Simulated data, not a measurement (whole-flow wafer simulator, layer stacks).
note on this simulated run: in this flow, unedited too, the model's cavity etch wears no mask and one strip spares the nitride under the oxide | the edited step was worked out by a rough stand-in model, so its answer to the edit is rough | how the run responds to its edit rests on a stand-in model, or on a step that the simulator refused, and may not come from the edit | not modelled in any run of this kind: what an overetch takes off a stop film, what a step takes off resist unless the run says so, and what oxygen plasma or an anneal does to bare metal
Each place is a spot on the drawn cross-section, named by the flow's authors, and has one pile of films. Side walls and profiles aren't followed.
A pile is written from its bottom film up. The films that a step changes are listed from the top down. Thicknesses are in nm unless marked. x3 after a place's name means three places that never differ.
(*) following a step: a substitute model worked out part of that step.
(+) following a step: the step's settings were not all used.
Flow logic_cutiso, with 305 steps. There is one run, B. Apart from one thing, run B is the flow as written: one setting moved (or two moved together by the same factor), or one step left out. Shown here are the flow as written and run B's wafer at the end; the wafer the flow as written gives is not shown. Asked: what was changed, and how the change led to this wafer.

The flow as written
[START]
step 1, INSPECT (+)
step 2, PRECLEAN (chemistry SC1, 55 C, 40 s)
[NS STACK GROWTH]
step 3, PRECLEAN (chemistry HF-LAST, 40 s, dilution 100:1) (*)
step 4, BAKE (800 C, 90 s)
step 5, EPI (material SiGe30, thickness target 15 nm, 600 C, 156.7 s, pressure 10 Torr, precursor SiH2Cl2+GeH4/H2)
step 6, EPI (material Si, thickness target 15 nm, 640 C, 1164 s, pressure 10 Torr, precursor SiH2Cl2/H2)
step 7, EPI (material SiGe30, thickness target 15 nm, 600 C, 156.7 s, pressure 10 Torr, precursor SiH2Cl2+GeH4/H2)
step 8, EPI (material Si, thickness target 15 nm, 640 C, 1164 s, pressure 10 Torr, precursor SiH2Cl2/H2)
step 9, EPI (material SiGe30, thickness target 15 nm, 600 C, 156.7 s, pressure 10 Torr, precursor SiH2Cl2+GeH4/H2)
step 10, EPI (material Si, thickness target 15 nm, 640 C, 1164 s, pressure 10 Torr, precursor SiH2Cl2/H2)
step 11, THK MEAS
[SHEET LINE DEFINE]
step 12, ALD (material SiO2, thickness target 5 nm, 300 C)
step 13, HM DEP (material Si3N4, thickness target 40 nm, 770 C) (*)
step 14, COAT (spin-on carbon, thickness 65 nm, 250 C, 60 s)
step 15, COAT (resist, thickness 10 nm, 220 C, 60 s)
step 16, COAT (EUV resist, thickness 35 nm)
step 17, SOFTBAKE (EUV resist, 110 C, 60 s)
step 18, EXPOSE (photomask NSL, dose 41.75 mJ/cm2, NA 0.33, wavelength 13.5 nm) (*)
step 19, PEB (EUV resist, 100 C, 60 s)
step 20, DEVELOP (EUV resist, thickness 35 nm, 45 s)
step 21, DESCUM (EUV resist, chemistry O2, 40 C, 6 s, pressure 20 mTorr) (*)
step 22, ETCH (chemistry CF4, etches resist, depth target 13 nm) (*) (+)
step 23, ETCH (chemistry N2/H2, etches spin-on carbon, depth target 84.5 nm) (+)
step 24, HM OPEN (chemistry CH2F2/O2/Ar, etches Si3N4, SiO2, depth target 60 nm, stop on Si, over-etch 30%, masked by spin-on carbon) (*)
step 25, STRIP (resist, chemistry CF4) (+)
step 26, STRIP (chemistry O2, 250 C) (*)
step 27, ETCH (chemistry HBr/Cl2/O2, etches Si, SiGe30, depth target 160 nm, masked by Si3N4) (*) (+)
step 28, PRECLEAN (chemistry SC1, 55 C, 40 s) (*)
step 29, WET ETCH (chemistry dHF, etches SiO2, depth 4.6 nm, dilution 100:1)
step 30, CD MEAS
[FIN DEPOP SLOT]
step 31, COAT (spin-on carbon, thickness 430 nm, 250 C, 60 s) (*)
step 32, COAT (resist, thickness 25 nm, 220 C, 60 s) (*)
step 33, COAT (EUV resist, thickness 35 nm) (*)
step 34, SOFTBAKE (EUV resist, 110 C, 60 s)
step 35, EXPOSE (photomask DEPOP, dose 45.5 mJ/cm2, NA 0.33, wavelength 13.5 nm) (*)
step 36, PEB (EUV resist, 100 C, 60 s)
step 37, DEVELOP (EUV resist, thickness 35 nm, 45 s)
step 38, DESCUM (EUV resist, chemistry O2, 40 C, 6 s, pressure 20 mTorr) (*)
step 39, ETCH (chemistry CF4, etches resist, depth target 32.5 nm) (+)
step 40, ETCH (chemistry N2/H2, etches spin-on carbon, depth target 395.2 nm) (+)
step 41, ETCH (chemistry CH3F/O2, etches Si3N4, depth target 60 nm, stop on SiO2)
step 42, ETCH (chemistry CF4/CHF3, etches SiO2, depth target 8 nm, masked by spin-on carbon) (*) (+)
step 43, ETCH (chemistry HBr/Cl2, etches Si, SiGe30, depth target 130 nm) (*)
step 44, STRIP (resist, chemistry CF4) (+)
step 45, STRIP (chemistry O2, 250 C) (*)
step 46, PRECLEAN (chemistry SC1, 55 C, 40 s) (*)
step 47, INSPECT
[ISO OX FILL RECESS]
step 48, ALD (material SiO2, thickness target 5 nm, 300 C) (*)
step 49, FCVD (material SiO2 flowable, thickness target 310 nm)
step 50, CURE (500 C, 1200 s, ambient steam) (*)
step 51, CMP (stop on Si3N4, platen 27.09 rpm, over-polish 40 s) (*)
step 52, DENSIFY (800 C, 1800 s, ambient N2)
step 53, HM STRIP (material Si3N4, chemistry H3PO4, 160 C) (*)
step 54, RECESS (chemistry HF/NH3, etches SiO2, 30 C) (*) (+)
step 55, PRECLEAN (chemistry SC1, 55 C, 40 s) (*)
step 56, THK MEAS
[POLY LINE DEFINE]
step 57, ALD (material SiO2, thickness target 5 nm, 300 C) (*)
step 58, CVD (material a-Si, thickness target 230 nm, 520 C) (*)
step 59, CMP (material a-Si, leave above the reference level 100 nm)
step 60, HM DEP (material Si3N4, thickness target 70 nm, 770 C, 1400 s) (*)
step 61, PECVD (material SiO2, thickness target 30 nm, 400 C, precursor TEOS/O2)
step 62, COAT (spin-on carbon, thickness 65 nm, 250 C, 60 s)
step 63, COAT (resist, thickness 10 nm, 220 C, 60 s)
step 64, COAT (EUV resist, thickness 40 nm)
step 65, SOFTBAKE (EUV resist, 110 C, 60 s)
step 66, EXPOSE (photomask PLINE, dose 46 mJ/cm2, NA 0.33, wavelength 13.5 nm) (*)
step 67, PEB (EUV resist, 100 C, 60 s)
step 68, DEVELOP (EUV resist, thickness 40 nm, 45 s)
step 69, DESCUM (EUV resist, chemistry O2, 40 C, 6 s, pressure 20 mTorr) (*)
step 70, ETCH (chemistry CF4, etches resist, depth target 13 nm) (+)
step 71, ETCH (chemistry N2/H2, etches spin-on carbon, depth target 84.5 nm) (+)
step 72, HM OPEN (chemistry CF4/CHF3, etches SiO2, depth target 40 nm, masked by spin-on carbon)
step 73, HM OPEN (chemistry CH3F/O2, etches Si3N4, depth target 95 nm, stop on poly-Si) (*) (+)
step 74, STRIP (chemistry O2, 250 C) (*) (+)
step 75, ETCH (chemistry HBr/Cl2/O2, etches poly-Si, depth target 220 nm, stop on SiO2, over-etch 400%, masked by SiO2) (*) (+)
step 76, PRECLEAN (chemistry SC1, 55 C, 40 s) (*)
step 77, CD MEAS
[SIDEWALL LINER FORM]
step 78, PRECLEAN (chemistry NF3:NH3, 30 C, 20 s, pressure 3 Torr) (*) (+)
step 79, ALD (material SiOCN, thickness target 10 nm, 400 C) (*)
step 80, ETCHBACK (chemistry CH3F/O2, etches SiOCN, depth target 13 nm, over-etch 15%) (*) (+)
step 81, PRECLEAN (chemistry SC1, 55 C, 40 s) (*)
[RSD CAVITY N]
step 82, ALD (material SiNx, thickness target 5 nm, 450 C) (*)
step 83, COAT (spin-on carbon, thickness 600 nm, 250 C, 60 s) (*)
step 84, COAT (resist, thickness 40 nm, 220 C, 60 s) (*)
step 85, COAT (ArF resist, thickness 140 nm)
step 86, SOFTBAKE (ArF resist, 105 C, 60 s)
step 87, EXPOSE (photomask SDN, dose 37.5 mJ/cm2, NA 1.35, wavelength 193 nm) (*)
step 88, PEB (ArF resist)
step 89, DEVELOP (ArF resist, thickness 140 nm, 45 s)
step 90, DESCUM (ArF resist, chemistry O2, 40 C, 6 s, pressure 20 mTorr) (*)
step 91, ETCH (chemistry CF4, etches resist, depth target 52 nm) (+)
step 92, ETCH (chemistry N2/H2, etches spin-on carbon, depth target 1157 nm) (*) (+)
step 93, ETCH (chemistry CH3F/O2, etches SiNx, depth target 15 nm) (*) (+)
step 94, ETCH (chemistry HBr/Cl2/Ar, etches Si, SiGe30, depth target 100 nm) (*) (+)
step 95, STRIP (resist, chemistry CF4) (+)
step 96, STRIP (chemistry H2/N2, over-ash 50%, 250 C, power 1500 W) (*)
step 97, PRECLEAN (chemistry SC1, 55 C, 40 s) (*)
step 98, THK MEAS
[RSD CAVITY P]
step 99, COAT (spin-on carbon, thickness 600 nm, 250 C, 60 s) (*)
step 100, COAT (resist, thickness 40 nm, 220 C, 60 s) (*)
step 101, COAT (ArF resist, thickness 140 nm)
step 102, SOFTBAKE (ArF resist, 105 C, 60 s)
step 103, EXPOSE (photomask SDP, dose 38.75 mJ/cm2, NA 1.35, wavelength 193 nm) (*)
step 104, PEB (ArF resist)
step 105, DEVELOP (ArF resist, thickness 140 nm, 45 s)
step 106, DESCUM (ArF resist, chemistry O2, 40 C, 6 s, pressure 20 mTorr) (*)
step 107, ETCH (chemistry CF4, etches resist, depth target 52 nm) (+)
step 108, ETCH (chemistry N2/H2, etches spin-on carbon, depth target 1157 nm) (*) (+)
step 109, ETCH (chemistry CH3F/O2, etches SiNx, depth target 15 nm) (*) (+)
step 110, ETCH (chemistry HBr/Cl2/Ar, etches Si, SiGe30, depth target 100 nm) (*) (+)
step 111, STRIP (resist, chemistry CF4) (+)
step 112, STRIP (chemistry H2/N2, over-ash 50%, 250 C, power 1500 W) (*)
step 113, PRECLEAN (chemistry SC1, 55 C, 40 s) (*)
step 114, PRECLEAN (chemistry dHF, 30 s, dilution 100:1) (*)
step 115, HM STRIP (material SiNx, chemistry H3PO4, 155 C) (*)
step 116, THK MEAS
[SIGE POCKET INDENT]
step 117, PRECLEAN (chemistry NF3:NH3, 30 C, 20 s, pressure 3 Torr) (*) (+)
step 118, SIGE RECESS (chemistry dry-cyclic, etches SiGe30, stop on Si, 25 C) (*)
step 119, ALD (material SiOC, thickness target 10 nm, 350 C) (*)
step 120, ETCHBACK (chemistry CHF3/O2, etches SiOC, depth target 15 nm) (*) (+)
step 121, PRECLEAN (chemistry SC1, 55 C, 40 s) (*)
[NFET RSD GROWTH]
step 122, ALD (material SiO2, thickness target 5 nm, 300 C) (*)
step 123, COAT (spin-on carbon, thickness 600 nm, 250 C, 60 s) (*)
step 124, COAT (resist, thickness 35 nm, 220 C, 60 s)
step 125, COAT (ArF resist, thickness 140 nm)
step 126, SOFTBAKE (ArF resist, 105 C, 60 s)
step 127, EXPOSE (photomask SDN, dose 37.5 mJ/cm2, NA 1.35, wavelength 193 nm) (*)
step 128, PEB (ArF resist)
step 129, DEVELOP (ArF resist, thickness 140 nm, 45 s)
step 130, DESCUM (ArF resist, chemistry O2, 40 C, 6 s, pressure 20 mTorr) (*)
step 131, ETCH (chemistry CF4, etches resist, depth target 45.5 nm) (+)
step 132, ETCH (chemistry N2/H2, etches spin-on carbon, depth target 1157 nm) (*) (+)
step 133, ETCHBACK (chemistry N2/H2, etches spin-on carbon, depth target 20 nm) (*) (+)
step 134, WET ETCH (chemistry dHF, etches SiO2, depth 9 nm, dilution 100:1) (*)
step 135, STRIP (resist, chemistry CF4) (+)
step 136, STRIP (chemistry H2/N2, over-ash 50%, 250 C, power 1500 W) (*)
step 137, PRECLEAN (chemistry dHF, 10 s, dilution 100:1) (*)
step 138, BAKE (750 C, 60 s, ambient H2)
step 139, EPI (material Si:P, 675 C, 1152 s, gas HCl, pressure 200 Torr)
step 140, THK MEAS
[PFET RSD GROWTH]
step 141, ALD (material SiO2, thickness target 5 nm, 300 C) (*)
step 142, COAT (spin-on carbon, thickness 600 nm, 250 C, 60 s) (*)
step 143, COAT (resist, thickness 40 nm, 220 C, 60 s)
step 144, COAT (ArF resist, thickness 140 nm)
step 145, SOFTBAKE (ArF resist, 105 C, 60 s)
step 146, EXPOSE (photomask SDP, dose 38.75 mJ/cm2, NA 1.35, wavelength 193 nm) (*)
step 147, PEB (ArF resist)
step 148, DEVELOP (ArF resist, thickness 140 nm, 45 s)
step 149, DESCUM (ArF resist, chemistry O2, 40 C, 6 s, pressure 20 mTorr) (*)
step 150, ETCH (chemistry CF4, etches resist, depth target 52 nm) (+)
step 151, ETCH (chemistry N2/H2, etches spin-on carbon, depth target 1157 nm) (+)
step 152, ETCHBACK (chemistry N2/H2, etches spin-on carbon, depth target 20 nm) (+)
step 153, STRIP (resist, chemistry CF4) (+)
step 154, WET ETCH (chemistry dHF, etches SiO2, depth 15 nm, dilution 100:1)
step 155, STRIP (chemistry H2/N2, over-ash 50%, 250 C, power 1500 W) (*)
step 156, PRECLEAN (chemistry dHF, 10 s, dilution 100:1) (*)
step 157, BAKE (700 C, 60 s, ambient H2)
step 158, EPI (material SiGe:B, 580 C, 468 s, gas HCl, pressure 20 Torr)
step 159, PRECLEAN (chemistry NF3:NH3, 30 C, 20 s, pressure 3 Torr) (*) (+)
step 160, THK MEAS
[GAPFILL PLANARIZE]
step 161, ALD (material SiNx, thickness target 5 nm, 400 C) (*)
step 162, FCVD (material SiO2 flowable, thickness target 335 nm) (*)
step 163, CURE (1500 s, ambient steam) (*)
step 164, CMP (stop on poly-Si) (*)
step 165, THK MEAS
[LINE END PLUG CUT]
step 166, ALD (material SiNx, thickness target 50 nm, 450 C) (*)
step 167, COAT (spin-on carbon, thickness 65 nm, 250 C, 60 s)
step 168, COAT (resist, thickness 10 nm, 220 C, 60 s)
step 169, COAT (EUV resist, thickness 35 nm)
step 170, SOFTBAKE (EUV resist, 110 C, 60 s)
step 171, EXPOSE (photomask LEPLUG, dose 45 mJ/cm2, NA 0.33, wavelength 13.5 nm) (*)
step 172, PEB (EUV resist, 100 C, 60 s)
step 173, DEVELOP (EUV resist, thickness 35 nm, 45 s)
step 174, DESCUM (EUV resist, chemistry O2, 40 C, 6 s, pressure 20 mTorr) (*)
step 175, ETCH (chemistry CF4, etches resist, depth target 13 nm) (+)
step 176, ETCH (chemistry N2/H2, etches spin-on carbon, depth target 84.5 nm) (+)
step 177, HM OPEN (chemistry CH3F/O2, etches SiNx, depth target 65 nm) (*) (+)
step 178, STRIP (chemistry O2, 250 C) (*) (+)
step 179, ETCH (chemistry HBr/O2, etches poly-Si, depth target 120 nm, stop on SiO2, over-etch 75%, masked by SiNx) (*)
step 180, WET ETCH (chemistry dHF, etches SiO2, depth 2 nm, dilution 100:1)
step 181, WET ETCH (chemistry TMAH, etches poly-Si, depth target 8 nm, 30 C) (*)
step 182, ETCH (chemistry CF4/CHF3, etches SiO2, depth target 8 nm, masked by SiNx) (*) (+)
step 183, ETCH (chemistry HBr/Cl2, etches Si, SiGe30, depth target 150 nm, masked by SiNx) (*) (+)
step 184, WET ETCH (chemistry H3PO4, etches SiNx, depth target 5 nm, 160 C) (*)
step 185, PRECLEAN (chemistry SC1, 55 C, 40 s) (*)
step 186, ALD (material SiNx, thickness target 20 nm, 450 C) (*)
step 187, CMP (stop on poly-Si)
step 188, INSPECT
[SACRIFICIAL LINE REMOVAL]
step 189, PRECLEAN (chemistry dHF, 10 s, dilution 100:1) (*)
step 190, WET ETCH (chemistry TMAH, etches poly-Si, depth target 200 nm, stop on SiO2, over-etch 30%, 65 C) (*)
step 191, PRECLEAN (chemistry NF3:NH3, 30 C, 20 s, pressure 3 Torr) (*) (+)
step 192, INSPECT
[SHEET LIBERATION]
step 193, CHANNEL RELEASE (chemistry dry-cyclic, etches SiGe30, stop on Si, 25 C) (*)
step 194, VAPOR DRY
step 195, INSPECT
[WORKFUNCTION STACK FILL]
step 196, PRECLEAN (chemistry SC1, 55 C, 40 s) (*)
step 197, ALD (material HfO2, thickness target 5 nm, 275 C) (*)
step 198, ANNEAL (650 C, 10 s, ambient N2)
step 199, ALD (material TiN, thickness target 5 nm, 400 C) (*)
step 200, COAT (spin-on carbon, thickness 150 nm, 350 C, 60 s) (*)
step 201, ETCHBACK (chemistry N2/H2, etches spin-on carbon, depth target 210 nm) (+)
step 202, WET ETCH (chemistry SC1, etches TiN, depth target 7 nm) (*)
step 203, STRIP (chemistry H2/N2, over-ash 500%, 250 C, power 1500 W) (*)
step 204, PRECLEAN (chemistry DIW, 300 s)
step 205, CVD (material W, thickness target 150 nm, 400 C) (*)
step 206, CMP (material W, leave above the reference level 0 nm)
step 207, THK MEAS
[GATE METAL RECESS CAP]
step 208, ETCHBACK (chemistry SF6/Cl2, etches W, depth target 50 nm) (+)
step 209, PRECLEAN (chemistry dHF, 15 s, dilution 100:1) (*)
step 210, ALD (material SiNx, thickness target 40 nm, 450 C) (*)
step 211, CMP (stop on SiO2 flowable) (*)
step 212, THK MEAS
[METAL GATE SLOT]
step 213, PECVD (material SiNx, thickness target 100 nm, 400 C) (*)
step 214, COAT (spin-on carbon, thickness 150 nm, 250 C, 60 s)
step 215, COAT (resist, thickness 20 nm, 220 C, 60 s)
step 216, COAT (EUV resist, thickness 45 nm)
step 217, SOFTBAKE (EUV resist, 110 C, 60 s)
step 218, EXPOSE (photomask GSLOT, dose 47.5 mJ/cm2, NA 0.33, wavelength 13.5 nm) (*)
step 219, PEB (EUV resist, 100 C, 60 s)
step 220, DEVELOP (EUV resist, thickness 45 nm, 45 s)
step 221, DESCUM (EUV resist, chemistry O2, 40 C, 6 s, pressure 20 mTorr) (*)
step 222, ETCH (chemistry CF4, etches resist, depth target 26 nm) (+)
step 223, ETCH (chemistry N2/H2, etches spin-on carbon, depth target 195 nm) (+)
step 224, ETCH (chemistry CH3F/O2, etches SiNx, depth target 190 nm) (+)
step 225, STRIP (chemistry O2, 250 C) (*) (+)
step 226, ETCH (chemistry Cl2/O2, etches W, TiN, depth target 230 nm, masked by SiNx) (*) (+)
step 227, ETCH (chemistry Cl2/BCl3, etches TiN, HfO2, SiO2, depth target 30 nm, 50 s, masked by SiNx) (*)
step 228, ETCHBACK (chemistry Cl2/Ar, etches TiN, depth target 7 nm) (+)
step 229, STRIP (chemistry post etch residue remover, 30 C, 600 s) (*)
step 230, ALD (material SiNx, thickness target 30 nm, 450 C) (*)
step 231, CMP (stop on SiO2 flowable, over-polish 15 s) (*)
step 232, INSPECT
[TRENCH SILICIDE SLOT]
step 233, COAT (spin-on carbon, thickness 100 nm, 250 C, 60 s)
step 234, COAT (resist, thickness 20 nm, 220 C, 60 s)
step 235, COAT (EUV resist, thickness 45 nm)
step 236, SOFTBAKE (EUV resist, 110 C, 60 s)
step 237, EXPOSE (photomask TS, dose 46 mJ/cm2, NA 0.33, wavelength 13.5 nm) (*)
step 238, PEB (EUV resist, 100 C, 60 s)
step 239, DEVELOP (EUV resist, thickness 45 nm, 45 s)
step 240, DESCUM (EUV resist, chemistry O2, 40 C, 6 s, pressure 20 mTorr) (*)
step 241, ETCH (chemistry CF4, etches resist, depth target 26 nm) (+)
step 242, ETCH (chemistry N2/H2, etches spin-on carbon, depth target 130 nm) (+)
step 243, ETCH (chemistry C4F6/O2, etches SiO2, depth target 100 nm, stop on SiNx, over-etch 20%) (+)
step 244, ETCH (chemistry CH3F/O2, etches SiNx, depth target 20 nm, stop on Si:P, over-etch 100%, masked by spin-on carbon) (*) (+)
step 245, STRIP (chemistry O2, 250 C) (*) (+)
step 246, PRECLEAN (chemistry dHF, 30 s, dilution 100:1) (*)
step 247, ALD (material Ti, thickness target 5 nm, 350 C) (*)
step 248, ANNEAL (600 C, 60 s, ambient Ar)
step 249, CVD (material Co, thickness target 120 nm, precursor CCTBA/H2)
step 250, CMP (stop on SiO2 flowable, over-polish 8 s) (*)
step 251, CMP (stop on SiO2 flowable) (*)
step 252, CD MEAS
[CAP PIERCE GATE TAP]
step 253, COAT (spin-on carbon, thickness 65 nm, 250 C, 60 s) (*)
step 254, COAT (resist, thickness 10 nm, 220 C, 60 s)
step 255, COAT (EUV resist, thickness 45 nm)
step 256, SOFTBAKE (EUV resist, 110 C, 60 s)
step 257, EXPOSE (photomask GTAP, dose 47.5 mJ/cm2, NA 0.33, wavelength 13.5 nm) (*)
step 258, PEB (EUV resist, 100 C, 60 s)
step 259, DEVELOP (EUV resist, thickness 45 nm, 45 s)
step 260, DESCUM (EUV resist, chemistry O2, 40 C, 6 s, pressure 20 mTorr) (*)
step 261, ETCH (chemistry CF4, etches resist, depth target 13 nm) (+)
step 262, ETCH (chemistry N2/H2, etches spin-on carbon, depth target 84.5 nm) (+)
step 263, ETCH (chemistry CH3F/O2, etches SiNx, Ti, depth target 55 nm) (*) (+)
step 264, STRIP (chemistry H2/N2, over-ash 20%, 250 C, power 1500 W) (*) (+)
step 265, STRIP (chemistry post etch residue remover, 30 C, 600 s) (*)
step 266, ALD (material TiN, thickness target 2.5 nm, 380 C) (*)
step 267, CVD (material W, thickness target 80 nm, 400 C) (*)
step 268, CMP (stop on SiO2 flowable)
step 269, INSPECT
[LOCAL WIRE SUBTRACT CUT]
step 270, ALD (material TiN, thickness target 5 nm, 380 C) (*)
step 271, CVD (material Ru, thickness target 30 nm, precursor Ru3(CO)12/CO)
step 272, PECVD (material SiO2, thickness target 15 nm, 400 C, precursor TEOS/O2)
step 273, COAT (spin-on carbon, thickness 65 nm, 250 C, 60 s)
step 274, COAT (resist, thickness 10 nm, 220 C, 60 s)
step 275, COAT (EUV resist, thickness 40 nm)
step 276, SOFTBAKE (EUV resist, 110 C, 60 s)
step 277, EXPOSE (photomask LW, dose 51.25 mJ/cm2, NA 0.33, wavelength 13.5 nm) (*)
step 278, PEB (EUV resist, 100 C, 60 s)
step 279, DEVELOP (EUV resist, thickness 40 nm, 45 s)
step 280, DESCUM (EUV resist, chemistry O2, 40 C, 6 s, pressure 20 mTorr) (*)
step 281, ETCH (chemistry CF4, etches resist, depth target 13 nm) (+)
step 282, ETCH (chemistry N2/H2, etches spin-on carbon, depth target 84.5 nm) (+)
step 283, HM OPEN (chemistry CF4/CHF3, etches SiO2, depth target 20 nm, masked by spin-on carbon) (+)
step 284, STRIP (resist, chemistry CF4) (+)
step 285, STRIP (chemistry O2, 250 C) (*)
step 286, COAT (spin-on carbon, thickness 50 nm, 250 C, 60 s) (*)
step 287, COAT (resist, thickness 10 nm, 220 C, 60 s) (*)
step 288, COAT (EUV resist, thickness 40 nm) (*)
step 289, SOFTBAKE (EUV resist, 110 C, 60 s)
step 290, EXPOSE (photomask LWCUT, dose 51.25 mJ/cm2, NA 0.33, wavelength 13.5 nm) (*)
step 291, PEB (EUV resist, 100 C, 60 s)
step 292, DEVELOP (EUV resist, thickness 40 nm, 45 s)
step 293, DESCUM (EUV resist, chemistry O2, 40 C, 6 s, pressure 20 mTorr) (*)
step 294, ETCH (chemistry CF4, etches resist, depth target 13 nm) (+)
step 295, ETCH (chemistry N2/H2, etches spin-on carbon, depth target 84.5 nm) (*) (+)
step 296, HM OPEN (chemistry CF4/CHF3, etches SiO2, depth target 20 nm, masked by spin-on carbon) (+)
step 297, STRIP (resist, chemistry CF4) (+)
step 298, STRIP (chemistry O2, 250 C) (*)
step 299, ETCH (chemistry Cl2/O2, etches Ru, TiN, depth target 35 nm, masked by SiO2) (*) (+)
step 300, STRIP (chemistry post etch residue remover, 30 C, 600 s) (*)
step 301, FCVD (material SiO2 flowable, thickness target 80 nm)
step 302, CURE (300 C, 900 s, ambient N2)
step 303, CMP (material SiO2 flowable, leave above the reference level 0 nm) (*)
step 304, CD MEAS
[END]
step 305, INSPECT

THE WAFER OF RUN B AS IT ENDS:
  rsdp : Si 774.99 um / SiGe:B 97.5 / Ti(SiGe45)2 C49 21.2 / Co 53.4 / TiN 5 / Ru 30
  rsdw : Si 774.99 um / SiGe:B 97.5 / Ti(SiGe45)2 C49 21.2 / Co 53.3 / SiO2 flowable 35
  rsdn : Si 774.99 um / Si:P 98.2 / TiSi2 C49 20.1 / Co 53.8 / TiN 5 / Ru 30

Cause: step 247, ALD: thickness target 7.9 nm was run, though the flow has thickness target 5 nm.

Step by step, how the change led to this:
  step 247, ALD (material Ti, thickness target 5 nm, 350 C) (*)
      depop, dpovl, gfld and 19 more: +7.9 Ti (new film) (it would be, as written: +5 Ti (new film))
  step 248, ANNEAL (600 C, 60 s, ambient Ar)
      rsdp, rsdw: +21.2 Ti(SiGe45)2 C49 (new film), -7.9 Ti (all of it), -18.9 SiGe:B (it would be, as written: +8.95 Ti(SiGe45) first (new film), -5 Ti (all of it), -5.98 SiGe:B)
      rsdn: +20.1 TiSi2 C49 (new film), -7.9 Ti (all of it), -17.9 Si:P (it would be, as written: +12.7 TiSi2 C49 (new film), -5 Ti (all of it), -11.3 Si:P)
  step 250, CMP (stop on SiO2 flowable, over-polish 8 s) (*)
      iso: -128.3 Co (all of it), -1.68 Ti (it would be, as written: -127.1 Co)
      rsdx: -127.9 Co (all of it), -2.75 Ti (it would be, as written: -127.9 Co (all of it))
      (also at 20 further places)
  step 251, CMP (stop on SiO2 flowable) (*)
      iso: -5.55 Ti (it would be, as written: -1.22 Co (all of it), -4.34 Ti)
